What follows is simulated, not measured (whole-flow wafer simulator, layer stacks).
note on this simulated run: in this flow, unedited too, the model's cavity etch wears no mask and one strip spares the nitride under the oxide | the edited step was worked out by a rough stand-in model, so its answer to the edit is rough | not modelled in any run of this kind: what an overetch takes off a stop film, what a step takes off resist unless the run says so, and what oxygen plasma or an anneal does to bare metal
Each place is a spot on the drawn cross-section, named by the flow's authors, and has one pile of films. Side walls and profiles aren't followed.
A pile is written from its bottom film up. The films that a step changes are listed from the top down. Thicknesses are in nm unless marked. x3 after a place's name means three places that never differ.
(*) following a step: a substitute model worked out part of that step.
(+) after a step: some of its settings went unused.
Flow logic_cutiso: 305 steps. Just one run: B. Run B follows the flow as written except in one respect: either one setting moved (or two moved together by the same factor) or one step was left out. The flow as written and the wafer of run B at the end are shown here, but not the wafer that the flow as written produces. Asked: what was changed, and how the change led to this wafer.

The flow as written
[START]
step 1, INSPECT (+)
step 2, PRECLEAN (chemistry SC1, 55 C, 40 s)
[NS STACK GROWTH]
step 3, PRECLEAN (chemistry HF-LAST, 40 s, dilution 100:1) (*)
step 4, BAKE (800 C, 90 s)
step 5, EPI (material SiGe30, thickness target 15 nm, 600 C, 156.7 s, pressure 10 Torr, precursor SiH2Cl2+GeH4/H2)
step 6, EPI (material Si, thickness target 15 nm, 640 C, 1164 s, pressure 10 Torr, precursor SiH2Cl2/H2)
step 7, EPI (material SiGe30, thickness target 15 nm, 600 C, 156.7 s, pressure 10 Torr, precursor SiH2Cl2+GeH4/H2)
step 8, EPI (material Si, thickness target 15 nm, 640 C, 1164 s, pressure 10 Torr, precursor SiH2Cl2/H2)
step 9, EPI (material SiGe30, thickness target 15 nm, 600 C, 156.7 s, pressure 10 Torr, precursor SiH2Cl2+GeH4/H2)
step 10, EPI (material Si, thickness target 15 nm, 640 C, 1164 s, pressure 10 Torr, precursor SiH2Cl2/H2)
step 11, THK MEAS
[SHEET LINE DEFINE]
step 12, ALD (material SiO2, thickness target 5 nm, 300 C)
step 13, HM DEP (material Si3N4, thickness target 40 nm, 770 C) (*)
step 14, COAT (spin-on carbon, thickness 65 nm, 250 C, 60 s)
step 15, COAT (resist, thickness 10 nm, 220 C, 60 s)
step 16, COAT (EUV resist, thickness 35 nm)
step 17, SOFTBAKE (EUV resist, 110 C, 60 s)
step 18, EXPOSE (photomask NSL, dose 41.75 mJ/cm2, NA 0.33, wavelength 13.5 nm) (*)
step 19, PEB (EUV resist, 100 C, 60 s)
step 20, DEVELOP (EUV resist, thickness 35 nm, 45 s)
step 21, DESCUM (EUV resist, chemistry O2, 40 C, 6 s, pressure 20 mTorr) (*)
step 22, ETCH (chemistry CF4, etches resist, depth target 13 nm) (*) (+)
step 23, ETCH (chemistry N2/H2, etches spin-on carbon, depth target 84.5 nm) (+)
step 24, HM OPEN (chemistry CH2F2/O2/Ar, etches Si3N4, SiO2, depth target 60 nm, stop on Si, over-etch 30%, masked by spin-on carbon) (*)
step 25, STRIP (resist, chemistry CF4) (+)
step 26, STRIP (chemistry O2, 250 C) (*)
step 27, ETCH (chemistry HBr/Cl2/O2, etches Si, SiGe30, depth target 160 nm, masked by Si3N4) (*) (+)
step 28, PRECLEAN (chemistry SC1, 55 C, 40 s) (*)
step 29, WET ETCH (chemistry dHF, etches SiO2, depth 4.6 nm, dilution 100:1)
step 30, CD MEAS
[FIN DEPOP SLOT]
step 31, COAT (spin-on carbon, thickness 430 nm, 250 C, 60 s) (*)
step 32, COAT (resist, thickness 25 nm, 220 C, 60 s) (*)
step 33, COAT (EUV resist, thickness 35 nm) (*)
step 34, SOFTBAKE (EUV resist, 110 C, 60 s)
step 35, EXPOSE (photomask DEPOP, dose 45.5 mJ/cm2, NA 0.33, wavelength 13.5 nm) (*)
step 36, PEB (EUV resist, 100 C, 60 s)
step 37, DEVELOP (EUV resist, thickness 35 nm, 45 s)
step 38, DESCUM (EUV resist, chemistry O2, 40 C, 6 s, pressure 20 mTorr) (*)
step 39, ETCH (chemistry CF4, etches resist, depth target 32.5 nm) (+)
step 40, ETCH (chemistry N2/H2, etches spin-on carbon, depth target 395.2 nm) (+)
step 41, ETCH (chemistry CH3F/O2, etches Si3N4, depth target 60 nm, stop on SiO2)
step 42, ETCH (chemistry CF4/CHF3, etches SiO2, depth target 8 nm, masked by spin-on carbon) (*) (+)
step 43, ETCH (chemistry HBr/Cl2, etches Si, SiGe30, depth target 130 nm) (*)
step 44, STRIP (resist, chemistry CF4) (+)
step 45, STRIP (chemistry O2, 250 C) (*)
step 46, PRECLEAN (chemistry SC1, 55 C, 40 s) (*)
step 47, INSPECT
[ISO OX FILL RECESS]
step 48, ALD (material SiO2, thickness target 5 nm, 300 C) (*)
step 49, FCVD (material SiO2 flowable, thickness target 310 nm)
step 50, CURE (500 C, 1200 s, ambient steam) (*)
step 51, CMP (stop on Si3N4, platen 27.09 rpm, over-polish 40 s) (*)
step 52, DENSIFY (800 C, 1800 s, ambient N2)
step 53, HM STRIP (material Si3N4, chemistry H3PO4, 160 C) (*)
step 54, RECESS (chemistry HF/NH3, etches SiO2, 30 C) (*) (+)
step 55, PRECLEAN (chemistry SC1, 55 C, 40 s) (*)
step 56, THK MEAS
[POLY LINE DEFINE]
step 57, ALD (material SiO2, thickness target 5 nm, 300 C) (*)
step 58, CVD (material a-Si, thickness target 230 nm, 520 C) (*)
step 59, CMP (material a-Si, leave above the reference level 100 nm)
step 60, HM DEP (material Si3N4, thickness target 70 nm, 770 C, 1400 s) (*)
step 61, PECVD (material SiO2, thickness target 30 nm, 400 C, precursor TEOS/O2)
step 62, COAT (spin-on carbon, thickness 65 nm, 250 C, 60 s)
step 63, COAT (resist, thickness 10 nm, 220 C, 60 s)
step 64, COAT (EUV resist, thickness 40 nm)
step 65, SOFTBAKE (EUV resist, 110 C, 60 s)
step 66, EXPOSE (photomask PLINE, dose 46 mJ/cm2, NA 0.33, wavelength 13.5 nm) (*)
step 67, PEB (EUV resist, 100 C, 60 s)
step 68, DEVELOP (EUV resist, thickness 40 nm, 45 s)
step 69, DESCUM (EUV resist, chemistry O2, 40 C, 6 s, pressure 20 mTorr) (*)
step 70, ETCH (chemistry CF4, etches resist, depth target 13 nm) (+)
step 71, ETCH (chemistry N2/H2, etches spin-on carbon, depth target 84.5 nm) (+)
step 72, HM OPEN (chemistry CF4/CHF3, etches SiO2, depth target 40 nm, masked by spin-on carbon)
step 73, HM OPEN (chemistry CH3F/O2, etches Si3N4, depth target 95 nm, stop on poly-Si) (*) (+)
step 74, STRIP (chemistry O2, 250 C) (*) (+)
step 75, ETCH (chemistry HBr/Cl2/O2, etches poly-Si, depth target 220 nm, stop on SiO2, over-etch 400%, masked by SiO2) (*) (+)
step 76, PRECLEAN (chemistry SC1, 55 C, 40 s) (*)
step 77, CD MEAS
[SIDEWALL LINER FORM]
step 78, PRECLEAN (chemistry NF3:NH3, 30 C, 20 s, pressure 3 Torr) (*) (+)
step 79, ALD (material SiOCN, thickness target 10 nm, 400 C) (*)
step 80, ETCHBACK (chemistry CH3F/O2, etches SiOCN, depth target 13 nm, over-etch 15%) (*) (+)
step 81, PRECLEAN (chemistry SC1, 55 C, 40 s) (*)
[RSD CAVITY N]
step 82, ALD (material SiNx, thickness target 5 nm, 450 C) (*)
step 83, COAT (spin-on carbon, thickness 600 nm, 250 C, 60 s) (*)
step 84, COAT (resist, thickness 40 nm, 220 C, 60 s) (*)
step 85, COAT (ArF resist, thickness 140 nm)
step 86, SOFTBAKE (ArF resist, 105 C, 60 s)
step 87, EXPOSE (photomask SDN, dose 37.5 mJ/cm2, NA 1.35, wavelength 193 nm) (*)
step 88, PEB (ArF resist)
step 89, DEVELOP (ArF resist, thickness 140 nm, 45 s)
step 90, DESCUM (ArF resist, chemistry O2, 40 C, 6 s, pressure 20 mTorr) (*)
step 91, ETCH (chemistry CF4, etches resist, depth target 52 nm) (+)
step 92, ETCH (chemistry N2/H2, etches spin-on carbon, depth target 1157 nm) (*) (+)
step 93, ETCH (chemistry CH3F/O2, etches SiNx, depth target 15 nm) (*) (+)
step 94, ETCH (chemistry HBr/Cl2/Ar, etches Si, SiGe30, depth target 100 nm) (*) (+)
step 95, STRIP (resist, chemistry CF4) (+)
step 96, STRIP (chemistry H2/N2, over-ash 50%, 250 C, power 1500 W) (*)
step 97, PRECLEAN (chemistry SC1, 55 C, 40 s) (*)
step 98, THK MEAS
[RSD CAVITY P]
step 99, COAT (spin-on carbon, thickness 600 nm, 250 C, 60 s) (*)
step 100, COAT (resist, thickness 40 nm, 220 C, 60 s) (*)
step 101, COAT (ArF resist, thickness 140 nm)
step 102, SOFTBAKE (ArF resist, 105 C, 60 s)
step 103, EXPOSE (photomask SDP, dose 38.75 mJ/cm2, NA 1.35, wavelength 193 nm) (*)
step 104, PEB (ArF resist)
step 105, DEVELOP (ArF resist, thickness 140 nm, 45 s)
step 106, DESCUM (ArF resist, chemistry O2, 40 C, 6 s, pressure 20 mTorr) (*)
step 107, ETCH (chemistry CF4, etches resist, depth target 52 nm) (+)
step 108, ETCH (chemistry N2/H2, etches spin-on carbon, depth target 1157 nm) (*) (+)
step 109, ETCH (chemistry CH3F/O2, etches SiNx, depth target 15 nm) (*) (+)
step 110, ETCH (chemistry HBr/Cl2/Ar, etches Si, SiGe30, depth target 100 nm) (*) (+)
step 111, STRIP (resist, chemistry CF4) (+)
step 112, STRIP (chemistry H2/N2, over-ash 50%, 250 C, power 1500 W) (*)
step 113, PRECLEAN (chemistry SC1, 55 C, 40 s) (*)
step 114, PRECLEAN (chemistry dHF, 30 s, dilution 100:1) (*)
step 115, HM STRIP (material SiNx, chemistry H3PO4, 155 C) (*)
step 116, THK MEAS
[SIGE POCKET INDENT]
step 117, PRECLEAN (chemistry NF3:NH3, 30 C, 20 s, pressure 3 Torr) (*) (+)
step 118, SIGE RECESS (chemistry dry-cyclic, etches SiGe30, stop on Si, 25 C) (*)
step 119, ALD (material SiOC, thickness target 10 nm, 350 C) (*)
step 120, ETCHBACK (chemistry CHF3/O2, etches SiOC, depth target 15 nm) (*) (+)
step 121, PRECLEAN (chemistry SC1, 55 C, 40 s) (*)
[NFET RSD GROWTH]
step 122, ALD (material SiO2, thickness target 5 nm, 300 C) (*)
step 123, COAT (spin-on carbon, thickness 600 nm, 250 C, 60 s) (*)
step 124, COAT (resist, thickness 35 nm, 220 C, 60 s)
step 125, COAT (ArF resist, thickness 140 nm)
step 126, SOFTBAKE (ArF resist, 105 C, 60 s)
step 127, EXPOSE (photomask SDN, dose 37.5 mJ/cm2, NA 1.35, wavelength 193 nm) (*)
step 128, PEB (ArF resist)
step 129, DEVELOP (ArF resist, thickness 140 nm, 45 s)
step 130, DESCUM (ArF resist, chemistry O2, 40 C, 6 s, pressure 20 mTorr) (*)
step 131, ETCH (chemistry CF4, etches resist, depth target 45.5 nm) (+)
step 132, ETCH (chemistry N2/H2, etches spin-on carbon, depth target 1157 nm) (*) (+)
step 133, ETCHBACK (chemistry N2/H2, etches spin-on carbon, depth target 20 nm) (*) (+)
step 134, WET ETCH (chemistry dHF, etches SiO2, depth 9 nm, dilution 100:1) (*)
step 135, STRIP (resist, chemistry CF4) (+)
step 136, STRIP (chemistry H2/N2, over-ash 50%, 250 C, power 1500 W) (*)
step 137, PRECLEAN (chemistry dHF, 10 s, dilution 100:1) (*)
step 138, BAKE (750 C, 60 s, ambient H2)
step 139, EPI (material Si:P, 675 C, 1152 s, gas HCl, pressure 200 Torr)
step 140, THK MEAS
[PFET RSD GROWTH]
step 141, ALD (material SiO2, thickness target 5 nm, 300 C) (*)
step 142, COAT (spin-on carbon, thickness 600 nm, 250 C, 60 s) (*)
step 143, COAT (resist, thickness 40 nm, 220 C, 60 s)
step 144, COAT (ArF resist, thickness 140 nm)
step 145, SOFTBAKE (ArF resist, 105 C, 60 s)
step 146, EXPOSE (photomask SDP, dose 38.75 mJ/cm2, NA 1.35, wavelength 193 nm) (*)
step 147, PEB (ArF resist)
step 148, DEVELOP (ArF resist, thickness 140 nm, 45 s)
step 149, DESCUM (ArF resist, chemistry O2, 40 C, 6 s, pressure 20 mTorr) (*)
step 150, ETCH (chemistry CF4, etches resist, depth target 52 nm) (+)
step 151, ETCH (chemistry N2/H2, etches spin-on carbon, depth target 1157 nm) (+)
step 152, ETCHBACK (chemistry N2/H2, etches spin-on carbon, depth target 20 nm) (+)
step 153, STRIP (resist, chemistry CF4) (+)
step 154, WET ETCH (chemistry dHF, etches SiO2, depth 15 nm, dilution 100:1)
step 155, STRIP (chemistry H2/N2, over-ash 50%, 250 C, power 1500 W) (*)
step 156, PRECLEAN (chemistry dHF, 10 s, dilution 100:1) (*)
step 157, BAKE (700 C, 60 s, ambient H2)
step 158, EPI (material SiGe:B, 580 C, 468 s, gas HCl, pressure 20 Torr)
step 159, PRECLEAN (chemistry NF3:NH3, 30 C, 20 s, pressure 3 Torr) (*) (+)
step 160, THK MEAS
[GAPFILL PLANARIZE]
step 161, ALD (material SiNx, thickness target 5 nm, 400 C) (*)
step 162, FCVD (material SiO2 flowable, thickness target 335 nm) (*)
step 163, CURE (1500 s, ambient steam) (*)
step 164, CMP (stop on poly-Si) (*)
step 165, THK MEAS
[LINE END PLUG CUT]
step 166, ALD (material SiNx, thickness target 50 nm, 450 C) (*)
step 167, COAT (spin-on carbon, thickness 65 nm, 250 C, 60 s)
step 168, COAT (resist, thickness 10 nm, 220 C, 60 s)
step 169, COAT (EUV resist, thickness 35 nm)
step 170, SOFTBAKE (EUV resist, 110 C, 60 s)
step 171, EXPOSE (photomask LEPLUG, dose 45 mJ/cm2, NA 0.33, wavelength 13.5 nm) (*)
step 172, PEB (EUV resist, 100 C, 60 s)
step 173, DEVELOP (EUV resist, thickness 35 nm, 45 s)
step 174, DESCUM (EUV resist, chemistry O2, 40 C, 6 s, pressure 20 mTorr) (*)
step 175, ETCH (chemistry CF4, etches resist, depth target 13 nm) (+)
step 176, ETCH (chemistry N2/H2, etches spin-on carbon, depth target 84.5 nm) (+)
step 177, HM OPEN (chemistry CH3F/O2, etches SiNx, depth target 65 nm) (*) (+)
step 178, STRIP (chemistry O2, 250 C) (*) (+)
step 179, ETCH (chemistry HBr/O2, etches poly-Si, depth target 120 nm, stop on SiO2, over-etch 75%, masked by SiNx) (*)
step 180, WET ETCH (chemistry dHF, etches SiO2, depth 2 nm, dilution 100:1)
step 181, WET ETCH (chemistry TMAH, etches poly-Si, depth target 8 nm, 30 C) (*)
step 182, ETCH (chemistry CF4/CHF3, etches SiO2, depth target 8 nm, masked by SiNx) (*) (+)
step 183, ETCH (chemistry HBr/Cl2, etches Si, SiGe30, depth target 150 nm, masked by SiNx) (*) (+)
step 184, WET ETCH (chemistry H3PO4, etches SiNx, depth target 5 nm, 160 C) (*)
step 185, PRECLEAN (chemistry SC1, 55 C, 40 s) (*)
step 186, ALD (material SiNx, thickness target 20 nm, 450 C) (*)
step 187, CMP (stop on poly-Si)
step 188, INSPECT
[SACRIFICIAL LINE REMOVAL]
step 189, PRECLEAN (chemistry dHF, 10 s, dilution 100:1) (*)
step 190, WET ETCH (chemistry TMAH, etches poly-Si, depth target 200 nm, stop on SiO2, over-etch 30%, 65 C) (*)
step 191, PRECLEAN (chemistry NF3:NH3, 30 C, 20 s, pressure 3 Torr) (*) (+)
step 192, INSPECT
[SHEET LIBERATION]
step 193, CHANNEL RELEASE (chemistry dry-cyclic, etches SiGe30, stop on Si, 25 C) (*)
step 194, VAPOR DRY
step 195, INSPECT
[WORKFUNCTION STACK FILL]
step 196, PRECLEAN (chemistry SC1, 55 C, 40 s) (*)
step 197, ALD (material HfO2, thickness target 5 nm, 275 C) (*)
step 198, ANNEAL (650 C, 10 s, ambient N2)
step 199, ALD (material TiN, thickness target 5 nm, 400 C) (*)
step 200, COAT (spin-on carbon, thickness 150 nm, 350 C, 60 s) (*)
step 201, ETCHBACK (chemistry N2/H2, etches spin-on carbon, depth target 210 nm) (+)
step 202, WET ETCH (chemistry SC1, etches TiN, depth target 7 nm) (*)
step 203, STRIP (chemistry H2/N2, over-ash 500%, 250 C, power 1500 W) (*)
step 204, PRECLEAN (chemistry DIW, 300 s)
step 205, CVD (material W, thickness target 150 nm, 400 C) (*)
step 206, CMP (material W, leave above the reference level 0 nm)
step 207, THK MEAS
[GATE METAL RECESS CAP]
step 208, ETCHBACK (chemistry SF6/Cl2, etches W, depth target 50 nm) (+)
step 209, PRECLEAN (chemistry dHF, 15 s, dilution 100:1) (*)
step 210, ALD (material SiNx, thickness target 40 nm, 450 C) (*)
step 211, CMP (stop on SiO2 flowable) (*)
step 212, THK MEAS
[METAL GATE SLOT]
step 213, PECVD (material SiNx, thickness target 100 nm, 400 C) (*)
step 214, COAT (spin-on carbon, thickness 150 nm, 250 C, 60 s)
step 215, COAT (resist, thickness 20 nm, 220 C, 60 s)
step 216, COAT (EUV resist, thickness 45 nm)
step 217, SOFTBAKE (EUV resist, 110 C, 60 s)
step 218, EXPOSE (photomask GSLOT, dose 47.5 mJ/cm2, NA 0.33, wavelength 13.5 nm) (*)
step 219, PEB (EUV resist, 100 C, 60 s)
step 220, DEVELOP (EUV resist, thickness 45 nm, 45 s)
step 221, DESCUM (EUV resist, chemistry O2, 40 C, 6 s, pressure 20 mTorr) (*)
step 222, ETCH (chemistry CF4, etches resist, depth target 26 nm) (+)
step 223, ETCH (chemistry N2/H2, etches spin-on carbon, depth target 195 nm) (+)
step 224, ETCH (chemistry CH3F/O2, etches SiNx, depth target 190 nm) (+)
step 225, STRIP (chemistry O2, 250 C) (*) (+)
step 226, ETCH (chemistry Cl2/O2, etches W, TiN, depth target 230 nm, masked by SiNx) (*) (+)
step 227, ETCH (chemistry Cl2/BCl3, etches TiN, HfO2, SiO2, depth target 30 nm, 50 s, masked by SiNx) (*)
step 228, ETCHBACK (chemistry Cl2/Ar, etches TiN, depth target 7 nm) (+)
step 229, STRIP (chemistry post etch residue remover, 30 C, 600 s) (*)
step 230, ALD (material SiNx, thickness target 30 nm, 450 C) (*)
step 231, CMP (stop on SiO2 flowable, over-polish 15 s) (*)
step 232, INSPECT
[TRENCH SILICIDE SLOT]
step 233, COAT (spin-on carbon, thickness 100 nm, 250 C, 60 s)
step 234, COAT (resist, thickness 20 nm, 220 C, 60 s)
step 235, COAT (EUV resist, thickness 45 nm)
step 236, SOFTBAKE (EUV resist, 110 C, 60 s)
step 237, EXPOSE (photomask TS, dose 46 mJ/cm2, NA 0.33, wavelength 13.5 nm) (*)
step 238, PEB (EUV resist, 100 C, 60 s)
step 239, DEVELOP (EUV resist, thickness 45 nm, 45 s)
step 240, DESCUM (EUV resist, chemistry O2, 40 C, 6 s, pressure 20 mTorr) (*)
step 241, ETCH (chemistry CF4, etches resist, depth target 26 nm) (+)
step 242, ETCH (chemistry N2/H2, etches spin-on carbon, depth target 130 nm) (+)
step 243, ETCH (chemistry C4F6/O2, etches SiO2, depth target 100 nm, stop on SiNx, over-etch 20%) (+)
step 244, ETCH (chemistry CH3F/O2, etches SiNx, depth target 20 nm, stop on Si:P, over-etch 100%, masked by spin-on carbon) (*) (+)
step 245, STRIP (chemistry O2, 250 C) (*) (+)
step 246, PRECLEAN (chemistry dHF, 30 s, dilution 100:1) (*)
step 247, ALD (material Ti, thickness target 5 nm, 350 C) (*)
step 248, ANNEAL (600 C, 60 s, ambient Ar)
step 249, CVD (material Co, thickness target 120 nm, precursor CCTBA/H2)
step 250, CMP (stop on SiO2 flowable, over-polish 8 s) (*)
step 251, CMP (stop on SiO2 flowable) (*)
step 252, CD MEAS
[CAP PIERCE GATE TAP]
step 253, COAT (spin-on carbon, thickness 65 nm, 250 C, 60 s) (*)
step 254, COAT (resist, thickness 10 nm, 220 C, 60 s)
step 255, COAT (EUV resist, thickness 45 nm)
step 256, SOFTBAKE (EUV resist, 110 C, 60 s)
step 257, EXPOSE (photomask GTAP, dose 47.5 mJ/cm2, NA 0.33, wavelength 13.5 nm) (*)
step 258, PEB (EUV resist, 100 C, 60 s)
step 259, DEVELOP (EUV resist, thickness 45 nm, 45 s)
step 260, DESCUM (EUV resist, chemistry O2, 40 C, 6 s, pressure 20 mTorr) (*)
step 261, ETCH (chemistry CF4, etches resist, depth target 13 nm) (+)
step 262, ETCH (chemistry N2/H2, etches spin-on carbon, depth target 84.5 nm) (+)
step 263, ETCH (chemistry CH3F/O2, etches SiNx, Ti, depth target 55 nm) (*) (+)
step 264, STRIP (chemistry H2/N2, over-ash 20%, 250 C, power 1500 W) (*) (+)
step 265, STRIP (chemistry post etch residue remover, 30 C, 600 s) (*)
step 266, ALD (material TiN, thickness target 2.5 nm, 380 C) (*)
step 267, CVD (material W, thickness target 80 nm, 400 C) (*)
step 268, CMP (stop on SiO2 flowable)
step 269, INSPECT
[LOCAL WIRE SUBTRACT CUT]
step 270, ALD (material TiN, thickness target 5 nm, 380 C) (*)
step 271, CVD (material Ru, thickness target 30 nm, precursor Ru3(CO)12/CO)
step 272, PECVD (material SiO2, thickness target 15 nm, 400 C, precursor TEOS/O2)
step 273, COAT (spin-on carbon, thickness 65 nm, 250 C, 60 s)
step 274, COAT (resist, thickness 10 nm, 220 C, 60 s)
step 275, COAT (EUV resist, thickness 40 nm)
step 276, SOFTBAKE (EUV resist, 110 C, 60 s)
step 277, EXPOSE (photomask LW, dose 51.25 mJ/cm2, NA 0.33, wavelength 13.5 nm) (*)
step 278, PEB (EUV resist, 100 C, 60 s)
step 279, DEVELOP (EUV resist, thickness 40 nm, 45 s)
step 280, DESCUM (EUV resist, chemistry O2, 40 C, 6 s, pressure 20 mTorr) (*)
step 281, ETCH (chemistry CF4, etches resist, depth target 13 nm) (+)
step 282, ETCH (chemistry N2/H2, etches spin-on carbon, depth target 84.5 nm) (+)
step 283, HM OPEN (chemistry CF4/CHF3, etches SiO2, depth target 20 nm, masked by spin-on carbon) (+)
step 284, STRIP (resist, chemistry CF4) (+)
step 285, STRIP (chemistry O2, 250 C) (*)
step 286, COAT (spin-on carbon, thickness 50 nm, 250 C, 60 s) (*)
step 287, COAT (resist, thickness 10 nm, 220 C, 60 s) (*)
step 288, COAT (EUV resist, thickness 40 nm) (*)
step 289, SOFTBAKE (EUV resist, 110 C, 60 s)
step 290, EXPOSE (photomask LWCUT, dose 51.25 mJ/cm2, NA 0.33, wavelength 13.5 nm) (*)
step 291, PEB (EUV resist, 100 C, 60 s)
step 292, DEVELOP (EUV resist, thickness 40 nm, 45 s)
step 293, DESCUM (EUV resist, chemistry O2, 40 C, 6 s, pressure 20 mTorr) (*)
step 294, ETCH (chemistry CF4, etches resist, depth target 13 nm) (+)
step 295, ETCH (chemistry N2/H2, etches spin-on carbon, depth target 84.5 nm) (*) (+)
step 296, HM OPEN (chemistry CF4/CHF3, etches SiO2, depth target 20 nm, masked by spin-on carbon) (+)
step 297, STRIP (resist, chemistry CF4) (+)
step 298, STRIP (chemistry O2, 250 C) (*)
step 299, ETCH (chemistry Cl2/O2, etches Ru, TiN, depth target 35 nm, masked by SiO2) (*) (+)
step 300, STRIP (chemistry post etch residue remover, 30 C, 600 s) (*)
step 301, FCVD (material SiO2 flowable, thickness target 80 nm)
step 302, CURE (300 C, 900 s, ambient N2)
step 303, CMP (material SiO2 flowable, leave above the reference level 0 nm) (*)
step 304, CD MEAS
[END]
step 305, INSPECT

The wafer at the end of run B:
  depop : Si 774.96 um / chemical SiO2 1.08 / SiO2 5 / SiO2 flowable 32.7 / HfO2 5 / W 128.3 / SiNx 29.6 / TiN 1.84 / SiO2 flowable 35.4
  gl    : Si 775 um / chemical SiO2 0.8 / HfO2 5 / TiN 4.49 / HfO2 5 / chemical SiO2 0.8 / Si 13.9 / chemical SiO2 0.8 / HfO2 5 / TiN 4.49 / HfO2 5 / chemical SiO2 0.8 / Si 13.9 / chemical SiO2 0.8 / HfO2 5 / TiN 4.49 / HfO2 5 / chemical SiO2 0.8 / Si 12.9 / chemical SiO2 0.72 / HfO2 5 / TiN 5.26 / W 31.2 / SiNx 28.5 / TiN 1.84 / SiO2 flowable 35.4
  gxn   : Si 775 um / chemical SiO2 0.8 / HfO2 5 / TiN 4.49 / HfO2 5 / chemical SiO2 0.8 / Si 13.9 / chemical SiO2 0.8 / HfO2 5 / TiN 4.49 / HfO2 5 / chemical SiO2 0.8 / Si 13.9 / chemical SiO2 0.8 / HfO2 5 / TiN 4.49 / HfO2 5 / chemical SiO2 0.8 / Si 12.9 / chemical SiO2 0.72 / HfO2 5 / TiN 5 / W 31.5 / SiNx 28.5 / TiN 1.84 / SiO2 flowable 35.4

Cause: step 270, ALD: thickness target 7.2 nm was run, while the flow as written has thickness target 5 nm.

Step by step, how the change led to this:
  step 270, ALD (material TiN, thickness target 5 nm, 380 C) (*)
      depop, dpovl, gfld and 19 more: TiN gains 7.2 (new film) (as written it would have been: TiN gains 5 (new film))
  step 299, ETCH (chemistry Cl2/O2, etches Ru, TiN, depth target 35 nm, masked by SiO2) (*) (+)
      depop, dpovl, gfld and 14 more: Ru loses 29.6 (all of it), TiN loses 5.36 (as written it would have been: Ru loses 29.6 (all of it), TiN loses 5 (all of it))
      rsdw: Ru loses 29.6 (all of it), TiN loses 5.35 (as written it would have been: Ru loses 29.6 (all of it), TiN loses 5 (all of it))
  step 301, FCVD (material SiO2 flowable, thickness target 80 nm)
      iso, rsdx: SiO2 flowable gains 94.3 (new film) (as written it would have been: SiO2 flowable gains 94.2)
With metal films that touch counted as one body, depop has 2 bodies (between them, from the top down: SiNx 29.6); the flow as written gives 1 body.
With metal films that touch counted as one body, gl has 5 bodies (between them, from the top down: SiNx 28.5; HfO2 5 / chemical SiO2 0.72 / Si 12.9 / chemical SiO2 0.8 / HfO2 5; HfO2 5 / chemical SiO2 0.8 / Si 13.9 / chemical SiO2 0.8 / HfO2 5; HfO2 5 / chemical SiO2 0.8 / Si 13.9 / chemical SiO2 0.8 / HfO2 5); the flow as written gives 4 bodies (between them, from the top down: HfO2 5 / chemical SiO2 0.72 / Si 12.9 / chemical SiO2 0.8 / HfO2 5; HfO2 5 / chemical SiO2 0.8 / Si 13.9 / chemical SiO2 0.8 / HfO2 5; HfO2 5 / chemical SiO2 0.8 / Si 13.9 / chemical SiO2 0.8 / HfO2 5).
With metal films that touch counted as one body, gxn has 5 bodies (between them, from the top down: SiNx 28.5; HfO2 5 / chemical SiO2 0.72 / Si 12.9 / chemical SiO2 0.8 / HfO2 5; HfO2 5 / chemical SiO2 0.8 / Si 13.9 / chemical SiO2 0.8 / HfO2 5; HfO2 5 / chemical SiO2 0.8 / Si 13.9 / chemical SiO2 0.8 / HfO2 5); the flow as written gives 4 bodies (between them, from the top down: HfO2 5 / chemical SiO2 0.72 / Si 12.9 / chemical SiO2 0.8 / HfO2 5; HfO2 5 / chemical SiO2 0.8 / Si 13.9 / chemical SiO2 0.8 / HfO2 5; HfO2 5 / chemical SiO2 0.8 / Si 13.9 / chemical SiO2 0.8 / HfO2 5).
